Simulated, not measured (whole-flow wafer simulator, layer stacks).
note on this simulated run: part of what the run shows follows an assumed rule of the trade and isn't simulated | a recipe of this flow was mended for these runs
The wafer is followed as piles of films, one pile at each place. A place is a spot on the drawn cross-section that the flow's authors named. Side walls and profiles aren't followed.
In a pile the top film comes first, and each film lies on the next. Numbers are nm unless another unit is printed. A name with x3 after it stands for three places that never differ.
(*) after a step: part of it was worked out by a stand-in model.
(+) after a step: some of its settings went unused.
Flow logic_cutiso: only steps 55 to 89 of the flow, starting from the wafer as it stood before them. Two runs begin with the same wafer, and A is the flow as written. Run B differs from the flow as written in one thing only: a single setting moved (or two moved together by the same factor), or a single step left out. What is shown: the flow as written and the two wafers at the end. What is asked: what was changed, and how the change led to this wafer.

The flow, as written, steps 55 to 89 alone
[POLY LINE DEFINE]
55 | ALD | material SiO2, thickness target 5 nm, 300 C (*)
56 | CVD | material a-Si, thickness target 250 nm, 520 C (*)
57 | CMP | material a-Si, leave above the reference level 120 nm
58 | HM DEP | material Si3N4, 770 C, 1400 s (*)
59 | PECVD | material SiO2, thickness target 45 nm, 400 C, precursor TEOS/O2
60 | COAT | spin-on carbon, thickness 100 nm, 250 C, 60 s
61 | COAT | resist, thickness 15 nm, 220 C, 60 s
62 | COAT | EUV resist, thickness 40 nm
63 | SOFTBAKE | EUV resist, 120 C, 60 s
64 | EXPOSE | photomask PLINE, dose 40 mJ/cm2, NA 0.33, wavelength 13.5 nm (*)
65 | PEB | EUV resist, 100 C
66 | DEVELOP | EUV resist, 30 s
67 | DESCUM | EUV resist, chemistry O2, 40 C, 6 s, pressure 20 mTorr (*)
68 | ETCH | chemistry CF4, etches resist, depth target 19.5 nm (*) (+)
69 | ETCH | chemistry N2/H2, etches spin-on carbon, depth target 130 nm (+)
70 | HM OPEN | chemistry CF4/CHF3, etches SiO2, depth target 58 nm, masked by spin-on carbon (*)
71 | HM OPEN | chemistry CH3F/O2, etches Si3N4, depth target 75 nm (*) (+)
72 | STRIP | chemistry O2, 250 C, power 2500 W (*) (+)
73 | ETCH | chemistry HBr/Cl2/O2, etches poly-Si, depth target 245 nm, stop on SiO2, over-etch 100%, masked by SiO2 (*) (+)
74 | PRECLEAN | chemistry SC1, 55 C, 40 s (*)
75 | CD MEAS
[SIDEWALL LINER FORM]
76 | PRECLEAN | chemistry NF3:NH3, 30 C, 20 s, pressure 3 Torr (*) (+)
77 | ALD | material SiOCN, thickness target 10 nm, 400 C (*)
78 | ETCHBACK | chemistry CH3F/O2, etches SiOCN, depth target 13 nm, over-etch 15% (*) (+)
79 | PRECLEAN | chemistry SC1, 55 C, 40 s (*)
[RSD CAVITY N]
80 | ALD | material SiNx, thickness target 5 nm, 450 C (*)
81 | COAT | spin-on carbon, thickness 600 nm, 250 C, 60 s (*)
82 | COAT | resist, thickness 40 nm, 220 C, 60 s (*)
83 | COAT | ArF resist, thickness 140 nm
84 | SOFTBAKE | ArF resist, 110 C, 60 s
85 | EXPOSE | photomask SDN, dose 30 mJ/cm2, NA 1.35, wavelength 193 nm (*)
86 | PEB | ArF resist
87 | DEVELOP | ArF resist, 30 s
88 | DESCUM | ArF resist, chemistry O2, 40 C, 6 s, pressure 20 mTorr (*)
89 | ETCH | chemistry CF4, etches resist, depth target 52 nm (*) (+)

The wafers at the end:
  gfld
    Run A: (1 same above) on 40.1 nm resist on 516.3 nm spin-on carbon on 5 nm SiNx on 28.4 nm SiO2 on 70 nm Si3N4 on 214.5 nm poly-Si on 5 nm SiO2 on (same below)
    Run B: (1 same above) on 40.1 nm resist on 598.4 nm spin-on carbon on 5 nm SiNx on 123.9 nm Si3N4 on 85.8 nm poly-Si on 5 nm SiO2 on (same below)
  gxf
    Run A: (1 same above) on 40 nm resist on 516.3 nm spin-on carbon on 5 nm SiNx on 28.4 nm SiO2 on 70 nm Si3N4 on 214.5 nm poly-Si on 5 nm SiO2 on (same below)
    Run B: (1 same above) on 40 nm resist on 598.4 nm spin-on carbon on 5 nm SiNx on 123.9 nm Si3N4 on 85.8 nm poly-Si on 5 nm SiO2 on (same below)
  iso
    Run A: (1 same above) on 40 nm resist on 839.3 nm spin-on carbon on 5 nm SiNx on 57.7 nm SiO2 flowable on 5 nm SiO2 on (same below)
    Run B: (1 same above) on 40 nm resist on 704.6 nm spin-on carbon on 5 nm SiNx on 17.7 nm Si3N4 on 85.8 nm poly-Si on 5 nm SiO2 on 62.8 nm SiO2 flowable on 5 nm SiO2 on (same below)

The reason: step 56, CVD: 485 C was run, while the flow as written has 520 C.

How this came from the change, step by step:
  56 | CVD | material a-Si, thickness target 250 nm, 520 C (*)
      gl, glp, gxn and 11 more: A +250 a-Si (new film) | B +85.8 a-Si (new film)
      depop, dpovl x3: A +344.5 a-Si (new film) | B +180.3 a-Si (new film)
      (as well as at 4 more places)
  57 | CMP | material a-Si, leave above the reference level 120 nm
      depop, dpovl x3, gl and 13 more: A -130 a-Si | B nothing
      gfld, gxf, iso, lnri: A -111.6 a-Si | B nothing
  58 | HM DEP | material Si3N4, 770 C, 1400 s (*)
      gl, glp, gxn and 11 more: A +70 Si3N4 (new film), +120 poly-Si (new film), -120 a-Si (all of it) | B +70 Si3N4 (new film), +85.8 poly-Si (new film), -85.8 a-Si (all of it)
      depop, dpovl x3: A +70 Si3N4 (new film), +214.5 poly-Si (new film), -214.5 a-Si (all of it) | B +70 Si3N4 (new film), +180.3 poly-Si (new film), -180.3 a-Si (all of it)
      (as well as at 4 more places)
  59 | PECVD | material SiO2, thickness target 45 nm, 400 C, precursor TEOS/O2
      gfld, gxf, iso, lnri: A +45 SiO2 (new film) | B +9.71 SiO2 (new film)
  60 | COAT | spin-on carbon, thickness 100 nm, 250 C, 60 s
      gfld, gxf, iso, lnri: A +100 spin-on carbon (new film) | B +163.7 spin-on carbon (new film)
      gxn, gxp: A +100 spin-on carbon (new film) | B +97.7 spin-on carbon (new film)
  61 | COAT | resist, thickness 15 nm, 220 C, 60 s
      gfld, gxf, iso, lnri: A +15 resist (new film) | B +15.6 resist (new film)
  68 | ETCH | chemistry CF4, etches resist, depth target 19.5 nm (*) (+)
      iso, lnri: A -15 resist (all of it), -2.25 spin-on carbon | B -15.6 resist (all of it), -1.96 spin-on carbon
  69 | ETCH | chemistry N2/H2, etches spin-on carbon, depth target 130 nm (+)
      iso, lnri: A -97.8 spin-on carbon (all of it), -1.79 SiO2 | B -130 spin-on carbon
      lnrt, rsdn, rsdp, rsdw, rsdx: A -97.8 spin-on carbon (all of it), -1.79 SiO2 | B -95.7 spin-on carbon (all of it), -1.9 SiO2
      (as well as at 2 more places)
  70 | HM OPEN | chemistry CF4/CHF3, etches SiO2, depth target 58 nm, masked by spin-on carbon (*)
      iso, lnri: A -43.2 SiO2 (all of it), -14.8 Si3N4 | B -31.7 spin-on carbon (all of it), -9.71 SiO2 (all of it), -16.6 Si3N4
      gfld: A -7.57 resist (all of it), -16.3 spin-on carbon | B -8.16 resist (all of it), -16.1 spin-on carbon
      (as well as at 1 more place)
  71 | HM OPEN | chemistry CH3F/O2, etches Si3N4, depth target 75 nm (*) (+)
      iso, lnri: A -55.2 Si3N4 (all of it), -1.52 poly-Si | B -75 Si3N4
  72 | STRIP | chemistry O2, 250 C, power 2500 W (*) (+)
      iso, lnri: A +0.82 chemical SiO2 (new film), -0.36 poly-Si | B nothing
      gl, glp, plug, tap: A -48 spin-on carbon (all of it) | B -46 spin-on carbon (all of it)
      (as well as at 4 more places)
  73 | ETCH | chemistry HBr/Cl2/O2, etches poly-Si, depth target 245 nm, stop on SiO2, over-etch 100%, masked by SiO2 (*) (+)
      iso, lnri: A -0.82 chemical SiO2 (all of it), -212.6 poly-Si (all of it), -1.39 SiO2 | B -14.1 Si3N4
      depop, dpovl x3, gfld and 8 more: A -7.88 SiO2 | B -6.59 SiO2
      (as well as at 7 more places)
  76 | PRECLEAN | chemistry NF3:NH3, 30 C, 20 s, pressure 3 Torr (*) (+)
      gfld, gxf: A -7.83 SiO2 | B -3.07 SiO2 (all of it), -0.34 Si3N4
      iso, lnri: A -3.56 SiO2 (all of it), -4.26 SiO2 flowable | B -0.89 Si3N4
      (as well as at 7 more places)
  78 | ETCHBACK | chemistry CH3F/O2, etches SiOCN, depth target 13 nm, over-etch 15% (*) (+)
      gfld, gxf: A -10 SiOCN (all of it), -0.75 SiO2 | B -10 SiOCN (all of it), -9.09 Si3N4
      iso: A -10 SiOCN (all of it), -0.75 SiO2 flowable | B -10 SiOCN (all of it), -9.09 Si3N4
  81 | COAT | spin-on carbon, thickness 600 nm, 250 C, 60 s (*)
      glp, plug, tap: A +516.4 spin-on carbon (new film) | B +528.2 spin-on carbon (new film)
      rsdn, rsdp, rsdw: A +740.8 spin-on carbon (new film) | B +719.7 spin-on carbon (new film)
      (as well as at 11 more places)
